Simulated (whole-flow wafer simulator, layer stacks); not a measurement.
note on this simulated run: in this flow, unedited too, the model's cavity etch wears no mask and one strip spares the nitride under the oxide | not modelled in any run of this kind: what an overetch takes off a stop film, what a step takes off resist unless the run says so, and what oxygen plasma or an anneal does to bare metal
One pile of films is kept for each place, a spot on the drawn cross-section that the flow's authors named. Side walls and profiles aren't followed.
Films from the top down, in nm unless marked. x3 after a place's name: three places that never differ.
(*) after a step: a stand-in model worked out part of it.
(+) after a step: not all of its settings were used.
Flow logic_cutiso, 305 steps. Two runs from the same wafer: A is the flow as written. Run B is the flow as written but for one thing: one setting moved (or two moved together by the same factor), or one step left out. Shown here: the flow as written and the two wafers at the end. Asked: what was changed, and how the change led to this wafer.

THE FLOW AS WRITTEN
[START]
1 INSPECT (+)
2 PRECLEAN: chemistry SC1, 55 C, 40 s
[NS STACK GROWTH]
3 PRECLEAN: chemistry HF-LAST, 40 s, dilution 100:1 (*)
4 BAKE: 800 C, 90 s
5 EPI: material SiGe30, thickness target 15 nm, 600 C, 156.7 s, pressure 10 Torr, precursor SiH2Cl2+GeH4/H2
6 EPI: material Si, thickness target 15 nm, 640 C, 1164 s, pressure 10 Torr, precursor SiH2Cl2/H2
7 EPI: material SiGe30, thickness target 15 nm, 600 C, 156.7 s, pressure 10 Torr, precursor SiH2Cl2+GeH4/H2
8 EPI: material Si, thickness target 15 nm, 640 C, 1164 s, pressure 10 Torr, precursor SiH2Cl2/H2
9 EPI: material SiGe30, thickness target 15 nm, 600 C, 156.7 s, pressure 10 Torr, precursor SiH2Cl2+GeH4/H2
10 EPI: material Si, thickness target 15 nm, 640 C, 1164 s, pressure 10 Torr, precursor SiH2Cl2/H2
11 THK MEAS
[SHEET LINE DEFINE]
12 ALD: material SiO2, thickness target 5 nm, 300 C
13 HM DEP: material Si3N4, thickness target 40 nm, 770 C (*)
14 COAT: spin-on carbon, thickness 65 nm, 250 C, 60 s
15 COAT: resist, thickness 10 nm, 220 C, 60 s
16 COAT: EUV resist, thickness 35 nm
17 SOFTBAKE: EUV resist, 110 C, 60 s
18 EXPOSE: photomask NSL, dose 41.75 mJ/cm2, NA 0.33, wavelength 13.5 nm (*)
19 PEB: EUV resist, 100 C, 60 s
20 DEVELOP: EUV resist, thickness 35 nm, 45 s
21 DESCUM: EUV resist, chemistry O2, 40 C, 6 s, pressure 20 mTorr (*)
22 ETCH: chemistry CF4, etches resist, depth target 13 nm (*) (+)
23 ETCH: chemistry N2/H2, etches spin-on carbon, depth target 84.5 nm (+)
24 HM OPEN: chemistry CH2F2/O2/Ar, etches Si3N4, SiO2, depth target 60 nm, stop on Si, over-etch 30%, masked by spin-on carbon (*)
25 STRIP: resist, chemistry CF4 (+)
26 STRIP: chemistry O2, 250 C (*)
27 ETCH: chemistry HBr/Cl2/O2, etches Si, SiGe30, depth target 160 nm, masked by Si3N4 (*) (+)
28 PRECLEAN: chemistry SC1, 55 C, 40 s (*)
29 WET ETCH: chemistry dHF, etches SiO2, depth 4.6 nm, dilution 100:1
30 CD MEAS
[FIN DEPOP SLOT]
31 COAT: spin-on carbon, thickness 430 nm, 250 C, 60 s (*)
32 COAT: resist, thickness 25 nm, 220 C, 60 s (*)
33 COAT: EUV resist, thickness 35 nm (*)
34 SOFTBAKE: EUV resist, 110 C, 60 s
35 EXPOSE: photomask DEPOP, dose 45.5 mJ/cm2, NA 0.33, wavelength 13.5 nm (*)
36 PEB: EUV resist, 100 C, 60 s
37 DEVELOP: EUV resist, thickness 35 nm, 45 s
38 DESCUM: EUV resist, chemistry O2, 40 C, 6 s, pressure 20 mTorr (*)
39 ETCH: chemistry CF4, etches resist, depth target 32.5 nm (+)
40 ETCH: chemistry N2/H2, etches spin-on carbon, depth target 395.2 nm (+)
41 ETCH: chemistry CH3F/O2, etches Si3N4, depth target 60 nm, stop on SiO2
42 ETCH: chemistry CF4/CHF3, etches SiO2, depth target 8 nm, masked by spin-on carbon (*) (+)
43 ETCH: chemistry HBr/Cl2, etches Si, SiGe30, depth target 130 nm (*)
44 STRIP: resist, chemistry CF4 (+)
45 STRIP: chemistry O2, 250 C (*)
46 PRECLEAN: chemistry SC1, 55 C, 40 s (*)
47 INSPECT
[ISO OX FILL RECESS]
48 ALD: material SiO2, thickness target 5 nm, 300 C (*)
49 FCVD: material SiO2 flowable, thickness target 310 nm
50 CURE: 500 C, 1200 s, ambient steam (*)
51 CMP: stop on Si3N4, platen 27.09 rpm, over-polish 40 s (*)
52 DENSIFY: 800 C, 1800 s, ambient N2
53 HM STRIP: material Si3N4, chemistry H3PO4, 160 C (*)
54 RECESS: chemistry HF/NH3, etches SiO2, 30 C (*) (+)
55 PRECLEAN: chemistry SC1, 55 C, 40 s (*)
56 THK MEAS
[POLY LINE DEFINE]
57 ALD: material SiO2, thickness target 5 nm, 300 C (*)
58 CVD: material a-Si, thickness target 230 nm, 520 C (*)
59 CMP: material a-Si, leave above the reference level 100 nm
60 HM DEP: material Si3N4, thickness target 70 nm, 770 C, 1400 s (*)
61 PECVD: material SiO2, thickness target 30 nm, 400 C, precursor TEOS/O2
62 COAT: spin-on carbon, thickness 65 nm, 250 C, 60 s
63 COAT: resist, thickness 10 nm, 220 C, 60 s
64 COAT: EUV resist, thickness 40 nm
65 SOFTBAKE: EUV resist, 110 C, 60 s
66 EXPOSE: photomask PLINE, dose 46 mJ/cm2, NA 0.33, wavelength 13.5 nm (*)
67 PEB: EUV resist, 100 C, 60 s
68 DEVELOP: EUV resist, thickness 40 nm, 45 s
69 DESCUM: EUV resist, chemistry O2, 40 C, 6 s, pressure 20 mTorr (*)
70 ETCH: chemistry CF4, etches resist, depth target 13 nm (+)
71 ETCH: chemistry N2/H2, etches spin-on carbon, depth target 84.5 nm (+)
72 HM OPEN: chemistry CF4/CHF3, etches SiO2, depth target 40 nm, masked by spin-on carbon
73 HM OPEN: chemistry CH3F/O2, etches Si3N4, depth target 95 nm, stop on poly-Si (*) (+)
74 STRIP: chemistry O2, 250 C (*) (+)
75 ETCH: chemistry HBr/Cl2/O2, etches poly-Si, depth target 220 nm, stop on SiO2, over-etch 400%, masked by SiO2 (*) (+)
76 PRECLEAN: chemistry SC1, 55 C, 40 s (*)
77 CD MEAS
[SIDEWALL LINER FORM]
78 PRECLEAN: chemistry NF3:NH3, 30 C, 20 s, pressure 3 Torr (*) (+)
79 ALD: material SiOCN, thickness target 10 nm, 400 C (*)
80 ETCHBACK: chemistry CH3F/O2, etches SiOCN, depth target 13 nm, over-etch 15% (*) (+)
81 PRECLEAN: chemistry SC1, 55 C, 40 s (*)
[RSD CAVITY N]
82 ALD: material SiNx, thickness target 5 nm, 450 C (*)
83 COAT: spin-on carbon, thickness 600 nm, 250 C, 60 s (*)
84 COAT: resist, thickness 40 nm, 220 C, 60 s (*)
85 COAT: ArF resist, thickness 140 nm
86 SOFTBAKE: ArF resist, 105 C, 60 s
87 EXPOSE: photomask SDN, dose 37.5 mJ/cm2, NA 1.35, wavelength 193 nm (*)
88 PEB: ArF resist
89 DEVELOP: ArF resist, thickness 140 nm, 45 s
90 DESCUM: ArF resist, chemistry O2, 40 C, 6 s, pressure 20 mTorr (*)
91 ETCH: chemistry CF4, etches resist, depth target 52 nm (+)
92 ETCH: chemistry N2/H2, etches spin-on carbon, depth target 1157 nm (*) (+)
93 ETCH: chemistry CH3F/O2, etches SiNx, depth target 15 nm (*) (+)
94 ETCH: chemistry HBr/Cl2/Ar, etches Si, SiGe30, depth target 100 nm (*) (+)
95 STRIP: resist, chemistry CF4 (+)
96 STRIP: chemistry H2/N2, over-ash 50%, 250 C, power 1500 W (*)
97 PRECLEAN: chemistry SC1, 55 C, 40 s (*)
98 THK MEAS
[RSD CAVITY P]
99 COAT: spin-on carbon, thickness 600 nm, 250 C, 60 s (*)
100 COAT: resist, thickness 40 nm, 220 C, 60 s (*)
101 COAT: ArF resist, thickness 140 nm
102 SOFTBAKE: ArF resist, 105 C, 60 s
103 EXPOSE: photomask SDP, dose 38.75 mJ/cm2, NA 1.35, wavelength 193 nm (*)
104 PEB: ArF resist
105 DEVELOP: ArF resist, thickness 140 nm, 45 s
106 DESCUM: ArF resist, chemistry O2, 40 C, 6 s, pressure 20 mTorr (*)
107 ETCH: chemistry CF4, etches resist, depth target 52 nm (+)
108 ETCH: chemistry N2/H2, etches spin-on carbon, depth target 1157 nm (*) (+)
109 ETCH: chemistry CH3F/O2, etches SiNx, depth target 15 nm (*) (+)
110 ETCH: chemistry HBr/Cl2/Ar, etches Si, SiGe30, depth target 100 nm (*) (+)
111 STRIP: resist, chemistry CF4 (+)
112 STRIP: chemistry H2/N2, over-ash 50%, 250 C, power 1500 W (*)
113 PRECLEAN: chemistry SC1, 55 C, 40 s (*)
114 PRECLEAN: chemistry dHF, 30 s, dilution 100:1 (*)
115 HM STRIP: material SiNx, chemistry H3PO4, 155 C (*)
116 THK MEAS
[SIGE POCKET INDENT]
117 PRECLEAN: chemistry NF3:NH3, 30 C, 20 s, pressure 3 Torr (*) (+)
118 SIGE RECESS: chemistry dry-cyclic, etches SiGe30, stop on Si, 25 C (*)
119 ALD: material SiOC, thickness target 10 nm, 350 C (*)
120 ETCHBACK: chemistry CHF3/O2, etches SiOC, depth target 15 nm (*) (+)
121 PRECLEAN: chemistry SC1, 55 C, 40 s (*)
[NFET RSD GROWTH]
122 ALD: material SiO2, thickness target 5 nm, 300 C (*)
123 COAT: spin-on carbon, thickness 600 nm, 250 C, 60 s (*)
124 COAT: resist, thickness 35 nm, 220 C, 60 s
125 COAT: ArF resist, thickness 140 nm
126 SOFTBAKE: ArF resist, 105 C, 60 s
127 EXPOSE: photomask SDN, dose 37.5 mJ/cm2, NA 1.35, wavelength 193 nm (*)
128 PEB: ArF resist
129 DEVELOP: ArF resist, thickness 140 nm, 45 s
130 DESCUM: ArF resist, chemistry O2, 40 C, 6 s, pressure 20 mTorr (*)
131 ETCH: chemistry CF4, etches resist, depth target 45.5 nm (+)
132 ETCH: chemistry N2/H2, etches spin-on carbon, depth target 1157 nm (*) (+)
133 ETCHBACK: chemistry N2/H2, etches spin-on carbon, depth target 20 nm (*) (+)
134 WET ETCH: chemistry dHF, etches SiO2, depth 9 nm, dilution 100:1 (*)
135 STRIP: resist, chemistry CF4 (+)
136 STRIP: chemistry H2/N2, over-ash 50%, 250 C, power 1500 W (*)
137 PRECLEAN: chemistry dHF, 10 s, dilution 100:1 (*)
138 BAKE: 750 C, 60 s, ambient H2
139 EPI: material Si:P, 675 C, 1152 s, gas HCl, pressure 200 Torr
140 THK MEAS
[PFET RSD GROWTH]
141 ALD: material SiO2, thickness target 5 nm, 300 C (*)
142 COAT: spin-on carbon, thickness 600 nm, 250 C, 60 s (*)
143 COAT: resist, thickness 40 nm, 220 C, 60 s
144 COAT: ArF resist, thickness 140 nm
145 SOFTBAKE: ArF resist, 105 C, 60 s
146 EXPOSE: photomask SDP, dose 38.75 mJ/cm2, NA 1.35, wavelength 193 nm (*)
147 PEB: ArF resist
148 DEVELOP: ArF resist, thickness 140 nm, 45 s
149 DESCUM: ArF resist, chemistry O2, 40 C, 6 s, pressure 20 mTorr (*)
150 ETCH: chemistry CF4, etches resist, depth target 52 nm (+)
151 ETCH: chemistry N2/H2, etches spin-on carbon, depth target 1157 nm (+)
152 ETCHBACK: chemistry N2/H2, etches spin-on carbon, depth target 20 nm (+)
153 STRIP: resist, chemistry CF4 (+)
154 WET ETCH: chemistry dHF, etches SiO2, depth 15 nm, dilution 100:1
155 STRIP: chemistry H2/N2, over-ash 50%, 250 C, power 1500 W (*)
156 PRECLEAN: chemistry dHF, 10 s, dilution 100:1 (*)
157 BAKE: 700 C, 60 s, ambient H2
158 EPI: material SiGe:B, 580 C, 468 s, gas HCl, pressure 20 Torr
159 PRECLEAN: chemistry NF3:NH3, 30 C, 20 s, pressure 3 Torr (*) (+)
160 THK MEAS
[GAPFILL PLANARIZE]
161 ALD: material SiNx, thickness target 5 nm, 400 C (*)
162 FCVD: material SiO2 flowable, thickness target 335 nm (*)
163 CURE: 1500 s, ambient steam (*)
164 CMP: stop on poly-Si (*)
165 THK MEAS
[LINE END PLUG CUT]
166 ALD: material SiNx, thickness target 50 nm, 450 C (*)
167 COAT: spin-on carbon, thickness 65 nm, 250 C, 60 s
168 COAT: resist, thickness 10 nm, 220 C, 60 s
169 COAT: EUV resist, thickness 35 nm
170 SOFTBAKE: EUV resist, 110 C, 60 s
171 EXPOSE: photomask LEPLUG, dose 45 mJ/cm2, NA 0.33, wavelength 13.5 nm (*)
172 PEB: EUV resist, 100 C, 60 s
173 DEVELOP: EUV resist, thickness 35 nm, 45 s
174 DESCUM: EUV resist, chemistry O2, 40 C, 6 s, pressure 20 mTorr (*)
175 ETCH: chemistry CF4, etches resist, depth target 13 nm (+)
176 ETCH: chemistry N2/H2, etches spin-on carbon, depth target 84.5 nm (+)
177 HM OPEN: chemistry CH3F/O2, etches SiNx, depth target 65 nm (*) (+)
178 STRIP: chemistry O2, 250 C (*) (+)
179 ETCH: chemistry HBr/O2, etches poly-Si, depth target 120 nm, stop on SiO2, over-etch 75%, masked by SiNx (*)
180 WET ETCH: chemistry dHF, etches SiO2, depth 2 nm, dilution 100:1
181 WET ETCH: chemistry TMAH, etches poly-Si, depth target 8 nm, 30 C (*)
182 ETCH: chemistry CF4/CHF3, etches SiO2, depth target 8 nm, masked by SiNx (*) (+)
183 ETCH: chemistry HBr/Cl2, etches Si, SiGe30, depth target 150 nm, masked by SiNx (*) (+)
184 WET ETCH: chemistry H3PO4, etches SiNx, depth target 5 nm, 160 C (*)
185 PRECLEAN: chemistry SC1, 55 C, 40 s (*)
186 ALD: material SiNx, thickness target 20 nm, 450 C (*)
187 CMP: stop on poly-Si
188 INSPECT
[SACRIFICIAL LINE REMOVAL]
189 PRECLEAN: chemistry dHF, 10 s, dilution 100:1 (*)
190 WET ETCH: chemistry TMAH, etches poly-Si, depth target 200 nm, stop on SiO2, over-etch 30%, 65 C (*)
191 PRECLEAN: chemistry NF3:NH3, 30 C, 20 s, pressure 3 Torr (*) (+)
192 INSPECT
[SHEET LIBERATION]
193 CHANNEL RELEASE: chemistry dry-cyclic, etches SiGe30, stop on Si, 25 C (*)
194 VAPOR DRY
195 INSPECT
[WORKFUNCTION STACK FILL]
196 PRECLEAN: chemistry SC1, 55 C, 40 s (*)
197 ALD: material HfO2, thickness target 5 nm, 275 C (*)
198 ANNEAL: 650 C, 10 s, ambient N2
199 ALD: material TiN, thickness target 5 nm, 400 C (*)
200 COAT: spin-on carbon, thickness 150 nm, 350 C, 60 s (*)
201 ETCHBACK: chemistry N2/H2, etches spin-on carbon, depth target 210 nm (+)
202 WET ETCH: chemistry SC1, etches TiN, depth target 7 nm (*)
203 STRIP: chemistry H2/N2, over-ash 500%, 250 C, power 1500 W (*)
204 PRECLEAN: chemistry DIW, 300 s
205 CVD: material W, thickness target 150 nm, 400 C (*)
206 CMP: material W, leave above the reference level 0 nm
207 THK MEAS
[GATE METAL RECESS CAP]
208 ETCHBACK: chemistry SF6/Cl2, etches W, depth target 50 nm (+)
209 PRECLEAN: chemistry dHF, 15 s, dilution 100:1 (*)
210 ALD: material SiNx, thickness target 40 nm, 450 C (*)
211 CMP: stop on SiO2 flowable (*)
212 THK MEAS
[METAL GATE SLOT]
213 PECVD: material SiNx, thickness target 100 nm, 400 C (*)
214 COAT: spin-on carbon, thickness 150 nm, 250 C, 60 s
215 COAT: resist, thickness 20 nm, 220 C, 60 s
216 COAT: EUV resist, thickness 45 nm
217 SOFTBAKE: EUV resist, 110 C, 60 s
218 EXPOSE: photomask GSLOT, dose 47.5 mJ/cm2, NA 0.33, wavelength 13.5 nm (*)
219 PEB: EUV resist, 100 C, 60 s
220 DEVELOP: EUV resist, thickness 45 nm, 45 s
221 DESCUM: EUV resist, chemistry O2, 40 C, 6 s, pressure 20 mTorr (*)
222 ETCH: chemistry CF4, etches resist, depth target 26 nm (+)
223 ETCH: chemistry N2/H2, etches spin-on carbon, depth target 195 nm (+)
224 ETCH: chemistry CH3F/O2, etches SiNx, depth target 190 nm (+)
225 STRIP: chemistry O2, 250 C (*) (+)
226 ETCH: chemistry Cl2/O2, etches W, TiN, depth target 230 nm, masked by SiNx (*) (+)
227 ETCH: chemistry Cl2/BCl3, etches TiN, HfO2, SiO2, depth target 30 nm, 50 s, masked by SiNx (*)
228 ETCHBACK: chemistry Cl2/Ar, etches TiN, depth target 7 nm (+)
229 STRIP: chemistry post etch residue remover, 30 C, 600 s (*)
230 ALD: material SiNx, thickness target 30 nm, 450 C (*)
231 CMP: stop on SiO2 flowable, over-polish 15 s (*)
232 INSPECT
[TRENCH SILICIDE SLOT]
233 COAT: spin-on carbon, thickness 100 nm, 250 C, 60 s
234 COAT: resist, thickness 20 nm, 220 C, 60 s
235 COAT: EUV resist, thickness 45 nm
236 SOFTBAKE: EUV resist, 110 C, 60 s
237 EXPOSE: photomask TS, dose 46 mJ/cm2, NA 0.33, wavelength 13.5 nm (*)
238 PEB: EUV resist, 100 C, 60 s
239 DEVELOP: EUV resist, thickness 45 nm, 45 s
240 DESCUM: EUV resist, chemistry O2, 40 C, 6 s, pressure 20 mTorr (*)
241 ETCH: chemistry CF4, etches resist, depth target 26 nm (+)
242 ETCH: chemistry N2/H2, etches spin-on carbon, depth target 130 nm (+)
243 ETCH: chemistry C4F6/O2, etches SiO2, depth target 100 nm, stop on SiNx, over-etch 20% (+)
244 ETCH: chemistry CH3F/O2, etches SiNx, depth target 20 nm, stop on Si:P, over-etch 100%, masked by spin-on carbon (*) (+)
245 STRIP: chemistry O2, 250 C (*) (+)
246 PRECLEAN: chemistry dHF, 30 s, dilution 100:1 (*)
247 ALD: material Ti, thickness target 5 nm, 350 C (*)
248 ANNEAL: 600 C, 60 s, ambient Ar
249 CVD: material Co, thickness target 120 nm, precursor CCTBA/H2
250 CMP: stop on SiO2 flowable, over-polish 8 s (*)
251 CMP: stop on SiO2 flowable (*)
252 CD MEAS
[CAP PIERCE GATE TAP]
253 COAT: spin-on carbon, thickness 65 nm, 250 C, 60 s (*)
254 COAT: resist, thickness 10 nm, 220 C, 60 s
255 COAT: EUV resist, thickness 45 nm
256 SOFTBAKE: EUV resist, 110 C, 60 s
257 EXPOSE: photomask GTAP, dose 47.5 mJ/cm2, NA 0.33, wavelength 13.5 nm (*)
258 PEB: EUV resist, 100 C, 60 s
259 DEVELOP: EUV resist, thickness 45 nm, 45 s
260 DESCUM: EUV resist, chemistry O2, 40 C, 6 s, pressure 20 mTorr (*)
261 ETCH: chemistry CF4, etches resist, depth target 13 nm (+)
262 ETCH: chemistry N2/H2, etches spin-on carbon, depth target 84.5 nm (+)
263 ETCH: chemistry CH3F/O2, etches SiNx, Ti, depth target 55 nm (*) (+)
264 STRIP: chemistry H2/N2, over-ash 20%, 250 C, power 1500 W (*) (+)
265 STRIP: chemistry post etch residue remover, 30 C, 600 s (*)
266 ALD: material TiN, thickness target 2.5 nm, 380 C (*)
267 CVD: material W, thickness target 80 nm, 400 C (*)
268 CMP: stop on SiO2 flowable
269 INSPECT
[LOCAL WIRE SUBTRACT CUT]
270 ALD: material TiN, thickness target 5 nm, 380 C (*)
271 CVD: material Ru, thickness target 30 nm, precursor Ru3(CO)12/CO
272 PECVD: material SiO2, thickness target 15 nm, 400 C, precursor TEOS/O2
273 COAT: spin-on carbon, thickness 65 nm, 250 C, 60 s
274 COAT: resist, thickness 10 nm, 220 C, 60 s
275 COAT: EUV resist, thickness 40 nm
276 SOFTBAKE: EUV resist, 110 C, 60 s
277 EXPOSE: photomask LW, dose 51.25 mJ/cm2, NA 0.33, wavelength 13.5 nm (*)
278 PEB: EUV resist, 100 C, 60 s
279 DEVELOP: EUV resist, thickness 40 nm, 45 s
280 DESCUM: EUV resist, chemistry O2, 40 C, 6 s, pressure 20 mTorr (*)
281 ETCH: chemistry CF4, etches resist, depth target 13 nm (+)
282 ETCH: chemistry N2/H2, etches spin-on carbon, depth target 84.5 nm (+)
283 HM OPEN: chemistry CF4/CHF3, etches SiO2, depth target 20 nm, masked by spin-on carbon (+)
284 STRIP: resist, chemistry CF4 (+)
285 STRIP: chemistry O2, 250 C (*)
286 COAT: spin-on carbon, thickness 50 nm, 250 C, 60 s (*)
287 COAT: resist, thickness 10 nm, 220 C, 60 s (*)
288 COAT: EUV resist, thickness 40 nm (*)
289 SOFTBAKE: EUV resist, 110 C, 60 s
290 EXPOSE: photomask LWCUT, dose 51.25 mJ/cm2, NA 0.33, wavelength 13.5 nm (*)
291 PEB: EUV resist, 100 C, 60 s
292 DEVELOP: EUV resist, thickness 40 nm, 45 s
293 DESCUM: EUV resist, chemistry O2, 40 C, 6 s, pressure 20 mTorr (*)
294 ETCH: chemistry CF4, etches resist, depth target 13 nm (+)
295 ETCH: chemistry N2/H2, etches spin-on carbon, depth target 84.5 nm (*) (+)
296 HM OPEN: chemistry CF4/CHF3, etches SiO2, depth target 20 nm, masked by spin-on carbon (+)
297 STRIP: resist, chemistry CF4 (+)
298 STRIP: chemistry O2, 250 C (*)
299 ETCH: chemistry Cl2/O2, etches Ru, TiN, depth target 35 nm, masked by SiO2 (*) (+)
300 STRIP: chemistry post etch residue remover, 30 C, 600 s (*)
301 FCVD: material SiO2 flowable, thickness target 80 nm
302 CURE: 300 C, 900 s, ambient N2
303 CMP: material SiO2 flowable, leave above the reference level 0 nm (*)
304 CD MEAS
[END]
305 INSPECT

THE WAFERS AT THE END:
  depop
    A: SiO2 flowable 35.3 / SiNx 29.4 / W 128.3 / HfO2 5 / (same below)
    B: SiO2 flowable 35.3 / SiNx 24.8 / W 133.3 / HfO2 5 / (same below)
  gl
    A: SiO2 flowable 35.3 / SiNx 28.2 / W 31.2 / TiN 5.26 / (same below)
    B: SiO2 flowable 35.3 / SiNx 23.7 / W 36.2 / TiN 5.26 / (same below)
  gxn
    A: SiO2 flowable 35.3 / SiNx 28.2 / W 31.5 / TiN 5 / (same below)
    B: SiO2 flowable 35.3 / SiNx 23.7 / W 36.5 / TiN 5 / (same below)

The cause: step 208, ETCHBACK: depth target 45 nm was run, where the flow has depth target 50 nm.

How the change led to this, step by step:
  208 ETCHBACK: chemistry SF6/Cl2, etches W, depth target 50 nm (+)
      depop, dpovl, gfld and 9 more: A W -50 | B W -45
      lnr, lnri, lnrp, lnrt: A SiOCN -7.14 | B SiOCN -6.43
      (and at 1 more place)
  210 ALD: material SiNx, thickness target 40 nm, 450 C (*)
      gfld, gl, glp, gxf, gxn, gxp, tap: A SiNx +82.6 (new film) | B SiNx +78.3 (new film)
  211 CMP: stop on SiO2 flowable (*)
      depop, dpovl, isow, ns, nsgap: A SiNx -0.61 | B SiNx -5.17
  224 ETCH: chemistry CH3F/O2, etches SiNx, depth target 190 nm (+)
      gfld: A SiNx -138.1 (all of it), W -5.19 | B SiNx -133.5 (all of it), W -5.65
  226 ETCH: chemistry Cl2/O2, etches W, TiN, depth target 230 nm, masked by SiNx (*) (+)
      depop, dpovl, gl and 18 more: A SiNx -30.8 | B SiNx -31.9
      gfld: A W -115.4 (all of it), TiN -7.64 (all of it), HfO2 -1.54 | B W -120 (all of it), TiN -7.64 (all of it), HfO2 -1.6
  263 ETCH: chemistry CH3F/O2, etches SiNx, Ti, depth target 55 nm (*) (+)
      glp, lnrp, lnrt, plug, rsdn, rsdp, rsdw: A resist -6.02 (all of it), spin-on carbon -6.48 | B resist -6.02 (all of it), spin-on carbon -3.22
      depop, dpovl, gl, isow, ns, nsgap: A resist -6.03 (all of it), spin-on carbon -6.46 | B resist -6.03 (all of it), spin-on carbon -3.2
      (and at 9 more places)
  264 STRIP: chemistry H2/N2, over-ash 20%, 250 C, power 1500 W (*) (+)
      gfld, gl, glp and 11 more: A spin-on carbon -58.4 (all of it) | B spin-on carbon -61.7 (all of it)
      depop, dpovl, isow, ns, nsgap: A spin-on carbon -58.5 (all of it) | B spin-on carbon -61.8 (all of it)
      (and at 2 more places)
  267 CVD: material W, thickness target 80 nm, 400 C (*)
      tap: A W +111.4 (new film) | B W +106.7 (new film)
